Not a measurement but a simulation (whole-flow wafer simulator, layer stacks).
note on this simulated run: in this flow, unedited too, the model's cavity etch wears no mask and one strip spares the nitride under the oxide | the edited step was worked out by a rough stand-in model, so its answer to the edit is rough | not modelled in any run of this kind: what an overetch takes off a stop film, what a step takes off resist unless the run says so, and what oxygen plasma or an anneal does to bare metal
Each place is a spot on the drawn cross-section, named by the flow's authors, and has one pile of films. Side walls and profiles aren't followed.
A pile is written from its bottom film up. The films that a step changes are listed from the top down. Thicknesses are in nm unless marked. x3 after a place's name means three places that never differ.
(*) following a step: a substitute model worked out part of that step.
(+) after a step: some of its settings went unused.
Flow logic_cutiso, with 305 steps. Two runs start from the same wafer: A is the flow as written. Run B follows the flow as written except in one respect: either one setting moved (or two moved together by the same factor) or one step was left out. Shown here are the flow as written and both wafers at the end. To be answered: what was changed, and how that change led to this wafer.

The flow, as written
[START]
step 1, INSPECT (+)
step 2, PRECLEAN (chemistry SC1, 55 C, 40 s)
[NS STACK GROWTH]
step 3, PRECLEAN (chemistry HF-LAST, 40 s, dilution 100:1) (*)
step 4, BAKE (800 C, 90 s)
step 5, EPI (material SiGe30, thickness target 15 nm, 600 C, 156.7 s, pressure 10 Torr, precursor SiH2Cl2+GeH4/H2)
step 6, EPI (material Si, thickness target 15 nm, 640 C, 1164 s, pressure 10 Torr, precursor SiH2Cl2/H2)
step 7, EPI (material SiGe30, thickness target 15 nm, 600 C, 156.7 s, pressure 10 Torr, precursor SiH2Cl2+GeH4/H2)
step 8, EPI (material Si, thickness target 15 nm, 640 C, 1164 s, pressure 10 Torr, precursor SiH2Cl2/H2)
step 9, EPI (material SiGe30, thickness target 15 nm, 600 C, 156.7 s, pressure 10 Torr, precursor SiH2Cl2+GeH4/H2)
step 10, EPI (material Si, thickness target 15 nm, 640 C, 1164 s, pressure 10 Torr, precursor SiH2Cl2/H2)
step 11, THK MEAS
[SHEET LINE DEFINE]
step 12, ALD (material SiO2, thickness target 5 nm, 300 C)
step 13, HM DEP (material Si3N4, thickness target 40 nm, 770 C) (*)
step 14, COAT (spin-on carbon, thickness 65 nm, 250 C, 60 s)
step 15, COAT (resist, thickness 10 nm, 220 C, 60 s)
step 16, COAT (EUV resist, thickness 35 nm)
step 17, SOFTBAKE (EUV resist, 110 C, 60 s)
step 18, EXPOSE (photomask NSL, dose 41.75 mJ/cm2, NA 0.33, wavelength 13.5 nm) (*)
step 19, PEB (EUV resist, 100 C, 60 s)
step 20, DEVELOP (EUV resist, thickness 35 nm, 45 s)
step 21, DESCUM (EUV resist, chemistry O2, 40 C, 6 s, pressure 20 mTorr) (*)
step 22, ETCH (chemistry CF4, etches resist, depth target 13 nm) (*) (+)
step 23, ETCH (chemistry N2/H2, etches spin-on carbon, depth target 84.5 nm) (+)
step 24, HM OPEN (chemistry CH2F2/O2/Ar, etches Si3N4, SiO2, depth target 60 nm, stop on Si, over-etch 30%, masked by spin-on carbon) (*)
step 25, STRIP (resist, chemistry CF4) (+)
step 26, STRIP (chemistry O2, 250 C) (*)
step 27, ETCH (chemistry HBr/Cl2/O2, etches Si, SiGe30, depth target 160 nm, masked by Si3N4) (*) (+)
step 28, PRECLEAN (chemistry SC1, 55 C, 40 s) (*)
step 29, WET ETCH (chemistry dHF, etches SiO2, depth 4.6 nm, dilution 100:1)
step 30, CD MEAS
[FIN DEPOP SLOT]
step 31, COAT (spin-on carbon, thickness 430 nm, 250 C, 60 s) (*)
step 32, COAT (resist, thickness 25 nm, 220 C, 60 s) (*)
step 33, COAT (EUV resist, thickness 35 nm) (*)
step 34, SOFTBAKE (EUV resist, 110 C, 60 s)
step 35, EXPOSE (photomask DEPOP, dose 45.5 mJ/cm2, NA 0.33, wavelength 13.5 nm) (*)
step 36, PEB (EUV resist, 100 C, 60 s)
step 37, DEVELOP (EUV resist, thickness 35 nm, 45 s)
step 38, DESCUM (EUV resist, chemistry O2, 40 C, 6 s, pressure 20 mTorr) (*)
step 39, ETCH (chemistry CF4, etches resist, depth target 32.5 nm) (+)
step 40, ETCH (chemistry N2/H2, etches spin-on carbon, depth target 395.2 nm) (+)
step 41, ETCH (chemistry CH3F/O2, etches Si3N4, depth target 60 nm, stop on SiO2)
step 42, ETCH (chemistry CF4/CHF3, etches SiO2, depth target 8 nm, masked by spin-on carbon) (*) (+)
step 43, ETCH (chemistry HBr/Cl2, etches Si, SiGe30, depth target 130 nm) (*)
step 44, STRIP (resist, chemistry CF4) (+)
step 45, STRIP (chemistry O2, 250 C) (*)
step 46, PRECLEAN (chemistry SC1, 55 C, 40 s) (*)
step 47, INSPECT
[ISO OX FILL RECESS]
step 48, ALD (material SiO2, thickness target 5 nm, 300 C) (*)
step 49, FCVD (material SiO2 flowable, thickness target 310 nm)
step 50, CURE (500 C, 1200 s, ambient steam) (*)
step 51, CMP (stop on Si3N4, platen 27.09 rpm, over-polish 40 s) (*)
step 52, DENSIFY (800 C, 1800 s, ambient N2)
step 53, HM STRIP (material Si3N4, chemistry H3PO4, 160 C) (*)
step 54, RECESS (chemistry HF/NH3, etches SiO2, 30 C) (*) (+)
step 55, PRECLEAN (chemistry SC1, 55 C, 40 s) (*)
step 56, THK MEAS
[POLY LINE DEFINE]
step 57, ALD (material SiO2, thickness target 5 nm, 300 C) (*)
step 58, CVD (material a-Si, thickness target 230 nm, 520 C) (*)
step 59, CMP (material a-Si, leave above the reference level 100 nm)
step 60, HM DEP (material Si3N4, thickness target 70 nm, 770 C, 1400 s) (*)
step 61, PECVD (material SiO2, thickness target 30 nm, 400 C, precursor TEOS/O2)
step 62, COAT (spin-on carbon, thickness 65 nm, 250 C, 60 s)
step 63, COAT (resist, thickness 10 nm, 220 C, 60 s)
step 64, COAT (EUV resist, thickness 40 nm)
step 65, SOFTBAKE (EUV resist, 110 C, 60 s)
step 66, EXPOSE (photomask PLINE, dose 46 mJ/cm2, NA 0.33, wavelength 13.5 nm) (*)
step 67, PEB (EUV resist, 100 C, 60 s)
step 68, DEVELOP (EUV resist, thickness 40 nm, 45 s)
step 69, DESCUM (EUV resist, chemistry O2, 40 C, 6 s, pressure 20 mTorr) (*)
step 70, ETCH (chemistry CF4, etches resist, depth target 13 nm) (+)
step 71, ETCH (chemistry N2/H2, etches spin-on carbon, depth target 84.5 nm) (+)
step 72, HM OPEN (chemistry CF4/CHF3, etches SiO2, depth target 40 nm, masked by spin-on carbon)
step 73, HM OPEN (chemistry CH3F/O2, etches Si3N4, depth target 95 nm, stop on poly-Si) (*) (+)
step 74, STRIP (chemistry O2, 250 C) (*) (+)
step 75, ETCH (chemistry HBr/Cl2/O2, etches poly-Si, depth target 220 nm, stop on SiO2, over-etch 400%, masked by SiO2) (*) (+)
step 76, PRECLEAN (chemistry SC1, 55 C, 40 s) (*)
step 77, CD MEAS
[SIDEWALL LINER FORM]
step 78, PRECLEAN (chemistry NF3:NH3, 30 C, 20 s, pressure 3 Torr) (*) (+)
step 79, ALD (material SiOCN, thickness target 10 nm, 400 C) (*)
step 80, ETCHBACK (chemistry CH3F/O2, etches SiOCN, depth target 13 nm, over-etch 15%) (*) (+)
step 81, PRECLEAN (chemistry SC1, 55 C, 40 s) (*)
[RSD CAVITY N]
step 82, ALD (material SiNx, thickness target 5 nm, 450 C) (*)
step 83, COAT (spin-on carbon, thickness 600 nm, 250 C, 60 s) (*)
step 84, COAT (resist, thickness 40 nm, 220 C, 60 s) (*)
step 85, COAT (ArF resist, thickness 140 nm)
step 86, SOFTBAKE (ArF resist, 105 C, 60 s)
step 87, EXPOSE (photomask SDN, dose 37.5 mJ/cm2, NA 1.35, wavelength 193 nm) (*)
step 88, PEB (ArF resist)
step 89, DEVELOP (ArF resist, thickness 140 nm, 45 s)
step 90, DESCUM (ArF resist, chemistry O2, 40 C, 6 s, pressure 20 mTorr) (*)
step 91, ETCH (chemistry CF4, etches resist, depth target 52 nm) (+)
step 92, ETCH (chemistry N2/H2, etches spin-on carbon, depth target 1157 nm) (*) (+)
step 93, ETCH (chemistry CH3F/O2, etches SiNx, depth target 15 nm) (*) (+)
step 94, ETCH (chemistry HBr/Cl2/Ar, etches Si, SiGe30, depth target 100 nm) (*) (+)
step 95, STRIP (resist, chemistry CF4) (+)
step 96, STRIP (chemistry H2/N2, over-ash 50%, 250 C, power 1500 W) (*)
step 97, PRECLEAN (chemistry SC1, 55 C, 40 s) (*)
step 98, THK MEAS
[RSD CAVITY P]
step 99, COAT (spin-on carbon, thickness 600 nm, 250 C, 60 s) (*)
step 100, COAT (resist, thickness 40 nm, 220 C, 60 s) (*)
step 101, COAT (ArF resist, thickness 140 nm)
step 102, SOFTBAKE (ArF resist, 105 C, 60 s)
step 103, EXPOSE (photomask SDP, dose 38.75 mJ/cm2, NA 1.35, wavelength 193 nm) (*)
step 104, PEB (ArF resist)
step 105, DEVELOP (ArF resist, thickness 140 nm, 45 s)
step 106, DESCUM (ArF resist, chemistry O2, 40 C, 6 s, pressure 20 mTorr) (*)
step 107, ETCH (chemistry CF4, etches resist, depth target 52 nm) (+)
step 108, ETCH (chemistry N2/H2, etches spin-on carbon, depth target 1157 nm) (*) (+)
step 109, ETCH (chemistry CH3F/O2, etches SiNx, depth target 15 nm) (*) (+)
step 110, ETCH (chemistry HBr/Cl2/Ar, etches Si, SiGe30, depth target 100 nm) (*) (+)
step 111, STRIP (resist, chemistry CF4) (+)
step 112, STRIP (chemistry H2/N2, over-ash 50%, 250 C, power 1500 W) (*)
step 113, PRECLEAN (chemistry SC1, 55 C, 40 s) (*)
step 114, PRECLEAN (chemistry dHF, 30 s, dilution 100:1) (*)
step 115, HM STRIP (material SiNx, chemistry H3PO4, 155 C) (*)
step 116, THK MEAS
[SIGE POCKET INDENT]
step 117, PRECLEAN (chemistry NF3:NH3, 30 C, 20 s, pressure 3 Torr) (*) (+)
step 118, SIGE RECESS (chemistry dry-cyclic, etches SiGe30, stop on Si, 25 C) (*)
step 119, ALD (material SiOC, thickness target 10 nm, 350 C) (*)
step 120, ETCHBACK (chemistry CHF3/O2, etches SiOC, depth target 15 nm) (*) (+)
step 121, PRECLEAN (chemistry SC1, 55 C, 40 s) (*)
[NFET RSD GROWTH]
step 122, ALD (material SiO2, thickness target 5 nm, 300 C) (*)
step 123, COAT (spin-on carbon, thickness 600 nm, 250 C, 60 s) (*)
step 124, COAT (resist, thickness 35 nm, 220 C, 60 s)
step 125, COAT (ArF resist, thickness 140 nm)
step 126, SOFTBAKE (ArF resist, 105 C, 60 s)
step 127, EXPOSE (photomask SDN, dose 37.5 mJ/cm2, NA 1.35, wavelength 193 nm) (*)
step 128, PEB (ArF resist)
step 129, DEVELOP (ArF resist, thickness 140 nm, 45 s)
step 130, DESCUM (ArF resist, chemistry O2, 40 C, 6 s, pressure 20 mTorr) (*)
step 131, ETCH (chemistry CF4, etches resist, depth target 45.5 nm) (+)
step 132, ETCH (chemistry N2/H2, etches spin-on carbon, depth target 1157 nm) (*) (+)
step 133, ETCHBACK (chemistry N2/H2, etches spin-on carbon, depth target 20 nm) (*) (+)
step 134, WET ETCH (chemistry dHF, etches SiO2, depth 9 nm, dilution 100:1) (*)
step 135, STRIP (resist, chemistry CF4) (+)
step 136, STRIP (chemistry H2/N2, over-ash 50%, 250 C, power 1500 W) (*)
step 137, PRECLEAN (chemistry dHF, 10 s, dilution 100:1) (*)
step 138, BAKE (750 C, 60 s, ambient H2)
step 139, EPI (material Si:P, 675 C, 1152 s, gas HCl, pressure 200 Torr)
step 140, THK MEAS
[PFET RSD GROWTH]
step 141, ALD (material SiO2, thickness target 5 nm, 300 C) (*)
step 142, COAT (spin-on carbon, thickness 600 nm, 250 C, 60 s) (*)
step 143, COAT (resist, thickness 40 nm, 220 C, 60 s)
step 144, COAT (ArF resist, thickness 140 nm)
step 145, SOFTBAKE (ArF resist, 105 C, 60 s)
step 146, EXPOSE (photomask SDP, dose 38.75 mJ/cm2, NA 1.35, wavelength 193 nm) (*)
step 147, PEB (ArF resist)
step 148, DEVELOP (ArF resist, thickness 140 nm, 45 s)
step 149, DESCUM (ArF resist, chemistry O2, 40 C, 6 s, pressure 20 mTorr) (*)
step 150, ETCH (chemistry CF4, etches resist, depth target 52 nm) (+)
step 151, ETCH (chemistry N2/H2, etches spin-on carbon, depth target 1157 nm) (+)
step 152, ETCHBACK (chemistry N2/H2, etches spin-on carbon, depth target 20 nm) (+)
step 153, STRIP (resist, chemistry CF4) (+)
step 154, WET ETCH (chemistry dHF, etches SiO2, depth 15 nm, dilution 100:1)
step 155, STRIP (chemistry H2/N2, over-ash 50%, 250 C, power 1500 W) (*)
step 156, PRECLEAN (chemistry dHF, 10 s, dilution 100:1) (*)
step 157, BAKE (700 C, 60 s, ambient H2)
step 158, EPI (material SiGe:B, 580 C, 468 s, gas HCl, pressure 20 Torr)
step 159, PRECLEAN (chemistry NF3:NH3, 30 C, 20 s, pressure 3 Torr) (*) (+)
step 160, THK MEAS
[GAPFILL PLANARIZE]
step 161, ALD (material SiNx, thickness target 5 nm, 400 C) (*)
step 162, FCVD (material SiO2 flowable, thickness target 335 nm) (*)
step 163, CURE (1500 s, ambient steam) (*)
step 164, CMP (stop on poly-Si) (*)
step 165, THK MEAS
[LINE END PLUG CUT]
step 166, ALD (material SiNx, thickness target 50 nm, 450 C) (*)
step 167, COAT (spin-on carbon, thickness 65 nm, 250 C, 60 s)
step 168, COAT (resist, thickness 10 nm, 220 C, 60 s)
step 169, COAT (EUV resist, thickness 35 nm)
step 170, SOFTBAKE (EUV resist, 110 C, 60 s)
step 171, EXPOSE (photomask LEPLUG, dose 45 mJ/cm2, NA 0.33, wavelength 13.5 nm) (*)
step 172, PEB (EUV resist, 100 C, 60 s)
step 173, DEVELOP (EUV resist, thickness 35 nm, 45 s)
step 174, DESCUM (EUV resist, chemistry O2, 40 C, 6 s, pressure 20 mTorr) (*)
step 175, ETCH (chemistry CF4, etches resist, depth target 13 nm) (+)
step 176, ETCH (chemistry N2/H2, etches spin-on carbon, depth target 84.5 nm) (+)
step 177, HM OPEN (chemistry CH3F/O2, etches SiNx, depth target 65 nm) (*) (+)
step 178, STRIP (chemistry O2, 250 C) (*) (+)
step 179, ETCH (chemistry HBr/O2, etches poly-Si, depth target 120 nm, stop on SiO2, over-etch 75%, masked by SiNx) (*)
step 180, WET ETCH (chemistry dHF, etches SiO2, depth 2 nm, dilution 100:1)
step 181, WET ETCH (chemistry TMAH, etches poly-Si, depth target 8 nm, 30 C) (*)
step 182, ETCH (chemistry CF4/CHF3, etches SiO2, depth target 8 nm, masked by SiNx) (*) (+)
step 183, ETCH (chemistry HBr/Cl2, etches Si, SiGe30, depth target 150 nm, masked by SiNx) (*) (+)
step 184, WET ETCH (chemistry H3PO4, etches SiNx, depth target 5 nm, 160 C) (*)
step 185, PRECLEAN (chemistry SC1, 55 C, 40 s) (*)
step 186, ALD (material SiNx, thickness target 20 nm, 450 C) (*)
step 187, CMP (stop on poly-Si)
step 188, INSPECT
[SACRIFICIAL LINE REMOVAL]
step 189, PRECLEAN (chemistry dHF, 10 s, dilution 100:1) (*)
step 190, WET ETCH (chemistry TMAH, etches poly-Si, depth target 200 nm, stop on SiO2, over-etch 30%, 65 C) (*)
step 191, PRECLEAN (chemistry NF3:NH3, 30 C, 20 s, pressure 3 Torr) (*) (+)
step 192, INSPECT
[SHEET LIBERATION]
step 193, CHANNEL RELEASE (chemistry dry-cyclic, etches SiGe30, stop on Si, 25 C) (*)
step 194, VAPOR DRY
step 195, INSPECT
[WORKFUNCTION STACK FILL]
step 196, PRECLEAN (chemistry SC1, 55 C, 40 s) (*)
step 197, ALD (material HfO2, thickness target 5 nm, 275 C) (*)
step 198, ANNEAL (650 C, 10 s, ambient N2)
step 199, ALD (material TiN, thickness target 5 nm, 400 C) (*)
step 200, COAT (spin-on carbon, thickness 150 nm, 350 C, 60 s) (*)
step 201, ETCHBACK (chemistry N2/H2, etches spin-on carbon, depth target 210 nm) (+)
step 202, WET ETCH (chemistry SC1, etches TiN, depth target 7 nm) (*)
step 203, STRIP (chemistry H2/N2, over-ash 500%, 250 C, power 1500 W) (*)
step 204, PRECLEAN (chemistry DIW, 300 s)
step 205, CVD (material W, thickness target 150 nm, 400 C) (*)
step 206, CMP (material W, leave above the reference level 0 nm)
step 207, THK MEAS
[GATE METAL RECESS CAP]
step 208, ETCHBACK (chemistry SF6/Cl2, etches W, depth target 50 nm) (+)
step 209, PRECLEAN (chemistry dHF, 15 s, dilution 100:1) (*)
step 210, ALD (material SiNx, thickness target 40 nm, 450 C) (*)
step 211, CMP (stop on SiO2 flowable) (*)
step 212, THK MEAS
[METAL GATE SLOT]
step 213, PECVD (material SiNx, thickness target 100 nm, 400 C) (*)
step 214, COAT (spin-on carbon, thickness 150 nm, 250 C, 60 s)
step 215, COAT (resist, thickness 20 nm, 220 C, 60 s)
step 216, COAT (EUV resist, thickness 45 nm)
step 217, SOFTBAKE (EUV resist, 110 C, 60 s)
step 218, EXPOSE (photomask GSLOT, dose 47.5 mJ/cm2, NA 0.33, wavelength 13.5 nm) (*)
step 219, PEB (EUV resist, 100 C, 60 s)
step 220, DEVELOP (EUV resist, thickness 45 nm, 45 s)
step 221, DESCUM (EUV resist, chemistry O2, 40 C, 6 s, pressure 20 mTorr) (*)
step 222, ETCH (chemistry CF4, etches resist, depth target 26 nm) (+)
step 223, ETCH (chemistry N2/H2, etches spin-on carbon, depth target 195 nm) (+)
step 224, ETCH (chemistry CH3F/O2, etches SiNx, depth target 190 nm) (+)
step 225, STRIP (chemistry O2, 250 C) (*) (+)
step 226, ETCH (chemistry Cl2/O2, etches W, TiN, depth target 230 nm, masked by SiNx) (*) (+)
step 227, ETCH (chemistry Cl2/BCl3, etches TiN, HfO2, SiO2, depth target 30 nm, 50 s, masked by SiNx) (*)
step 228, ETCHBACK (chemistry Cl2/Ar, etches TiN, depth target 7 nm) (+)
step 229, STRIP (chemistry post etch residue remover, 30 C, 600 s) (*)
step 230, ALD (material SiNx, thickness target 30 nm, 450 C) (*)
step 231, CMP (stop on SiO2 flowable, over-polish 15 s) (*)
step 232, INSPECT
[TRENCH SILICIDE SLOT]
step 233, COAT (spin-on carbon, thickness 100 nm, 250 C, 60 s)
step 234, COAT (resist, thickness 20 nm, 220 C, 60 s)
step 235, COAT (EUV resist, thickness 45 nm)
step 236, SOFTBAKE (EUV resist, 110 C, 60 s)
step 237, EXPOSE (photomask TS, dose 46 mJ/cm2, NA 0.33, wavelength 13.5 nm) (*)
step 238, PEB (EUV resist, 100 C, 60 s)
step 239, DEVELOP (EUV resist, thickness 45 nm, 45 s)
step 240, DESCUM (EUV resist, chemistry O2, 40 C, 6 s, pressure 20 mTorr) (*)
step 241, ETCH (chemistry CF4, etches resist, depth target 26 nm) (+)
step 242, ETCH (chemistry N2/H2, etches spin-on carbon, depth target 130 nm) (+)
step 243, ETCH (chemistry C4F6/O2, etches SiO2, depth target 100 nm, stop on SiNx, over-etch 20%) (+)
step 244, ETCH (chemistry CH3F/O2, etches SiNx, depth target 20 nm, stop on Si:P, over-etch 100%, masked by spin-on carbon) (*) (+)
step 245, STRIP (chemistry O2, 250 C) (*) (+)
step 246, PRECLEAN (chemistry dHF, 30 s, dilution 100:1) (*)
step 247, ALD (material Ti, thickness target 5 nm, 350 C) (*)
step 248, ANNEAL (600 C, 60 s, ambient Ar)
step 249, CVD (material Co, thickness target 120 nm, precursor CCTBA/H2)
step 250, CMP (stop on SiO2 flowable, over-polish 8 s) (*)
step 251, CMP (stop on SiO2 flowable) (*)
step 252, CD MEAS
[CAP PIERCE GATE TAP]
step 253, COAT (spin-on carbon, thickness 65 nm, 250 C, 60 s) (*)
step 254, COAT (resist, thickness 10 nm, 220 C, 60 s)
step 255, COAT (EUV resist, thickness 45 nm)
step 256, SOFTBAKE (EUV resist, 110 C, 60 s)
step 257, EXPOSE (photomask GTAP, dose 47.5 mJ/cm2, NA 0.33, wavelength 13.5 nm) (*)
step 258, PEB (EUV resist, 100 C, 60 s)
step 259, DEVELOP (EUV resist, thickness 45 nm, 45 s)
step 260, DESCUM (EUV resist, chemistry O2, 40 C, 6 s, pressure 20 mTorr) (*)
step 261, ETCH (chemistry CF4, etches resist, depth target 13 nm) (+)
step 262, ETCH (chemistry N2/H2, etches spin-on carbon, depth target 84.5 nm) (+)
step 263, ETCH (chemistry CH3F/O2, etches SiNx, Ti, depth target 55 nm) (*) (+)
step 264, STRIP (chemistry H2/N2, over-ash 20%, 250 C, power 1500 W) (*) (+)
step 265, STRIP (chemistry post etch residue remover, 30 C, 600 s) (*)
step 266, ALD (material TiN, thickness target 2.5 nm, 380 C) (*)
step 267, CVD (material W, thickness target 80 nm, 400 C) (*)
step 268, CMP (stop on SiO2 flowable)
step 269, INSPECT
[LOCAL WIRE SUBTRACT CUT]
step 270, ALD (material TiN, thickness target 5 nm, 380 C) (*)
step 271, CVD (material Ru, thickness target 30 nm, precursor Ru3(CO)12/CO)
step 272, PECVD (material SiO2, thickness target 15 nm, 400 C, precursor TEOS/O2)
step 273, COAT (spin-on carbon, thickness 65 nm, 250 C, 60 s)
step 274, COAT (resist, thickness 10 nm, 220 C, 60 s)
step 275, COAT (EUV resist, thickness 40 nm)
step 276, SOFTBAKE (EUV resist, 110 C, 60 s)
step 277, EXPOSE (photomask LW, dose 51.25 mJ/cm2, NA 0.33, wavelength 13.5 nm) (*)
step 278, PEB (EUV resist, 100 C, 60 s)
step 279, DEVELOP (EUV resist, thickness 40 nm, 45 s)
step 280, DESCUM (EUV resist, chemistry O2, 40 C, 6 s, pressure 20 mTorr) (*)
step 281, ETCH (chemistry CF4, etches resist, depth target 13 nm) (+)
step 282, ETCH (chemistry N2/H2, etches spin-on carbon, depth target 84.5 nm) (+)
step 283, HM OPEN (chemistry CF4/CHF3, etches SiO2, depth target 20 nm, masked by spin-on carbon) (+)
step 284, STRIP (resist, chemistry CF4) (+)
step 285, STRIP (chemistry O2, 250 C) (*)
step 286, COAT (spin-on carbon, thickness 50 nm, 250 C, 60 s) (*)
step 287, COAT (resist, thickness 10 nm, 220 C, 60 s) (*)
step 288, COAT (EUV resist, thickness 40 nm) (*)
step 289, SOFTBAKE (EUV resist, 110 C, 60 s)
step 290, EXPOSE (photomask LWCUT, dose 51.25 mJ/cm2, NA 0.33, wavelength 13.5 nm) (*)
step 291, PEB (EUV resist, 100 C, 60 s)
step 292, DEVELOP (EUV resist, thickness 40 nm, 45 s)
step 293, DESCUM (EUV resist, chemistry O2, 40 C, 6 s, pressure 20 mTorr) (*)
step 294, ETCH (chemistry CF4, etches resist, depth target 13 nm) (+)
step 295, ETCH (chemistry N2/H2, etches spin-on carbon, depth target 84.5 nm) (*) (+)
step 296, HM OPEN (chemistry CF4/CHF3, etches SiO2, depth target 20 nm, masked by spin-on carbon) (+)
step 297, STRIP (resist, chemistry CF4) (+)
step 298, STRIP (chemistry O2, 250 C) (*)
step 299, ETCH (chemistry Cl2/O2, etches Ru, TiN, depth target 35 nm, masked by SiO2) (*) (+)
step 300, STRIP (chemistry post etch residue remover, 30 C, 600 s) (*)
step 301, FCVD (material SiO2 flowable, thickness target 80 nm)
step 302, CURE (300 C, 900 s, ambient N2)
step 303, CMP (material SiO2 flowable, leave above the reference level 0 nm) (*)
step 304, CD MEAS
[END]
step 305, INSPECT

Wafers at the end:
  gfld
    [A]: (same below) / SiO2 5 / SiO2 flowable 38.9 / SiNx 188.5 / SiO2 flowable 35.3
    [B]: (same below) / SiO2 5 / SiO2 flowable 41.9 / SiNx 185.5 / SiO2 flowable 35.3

Cause: step 227, ETCH: depth target 27 nm was run, though the flow has depth target 30 nm; step 227, ETCH: 45 s was run, where the flow has 50 s.

How this came from the change, step by step:
  step 227, ETCH (chemistry Cl2/BCl3, etches TiN, HfO2, SiO2, depth target 30 nm, 50 s, masked by SiNx) (*)
      depop, dpovl, gl and 18 more: A -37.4 SiNx | B -33.7 SiNx
      gfld: A -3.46 HfO2 (all of it), -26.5 SiO2 flowable | B -3.46 HfO2 (all of it), -23.5 SiO2 flowable
  step 231, CMP (stop on SiO2 flowable, over-polish 15 s) (*)
      depop, dpovl, gfld and 10 more: A -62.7 SiNx | B -66.5 SiNx
      lnr, lnri, lnrp, lnrt: A -61 SiNx (all of it), -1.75 SiOCN | B -64.7 SiNx (all of it), -1.75 SiOCN
      (and at 5 other places as well)
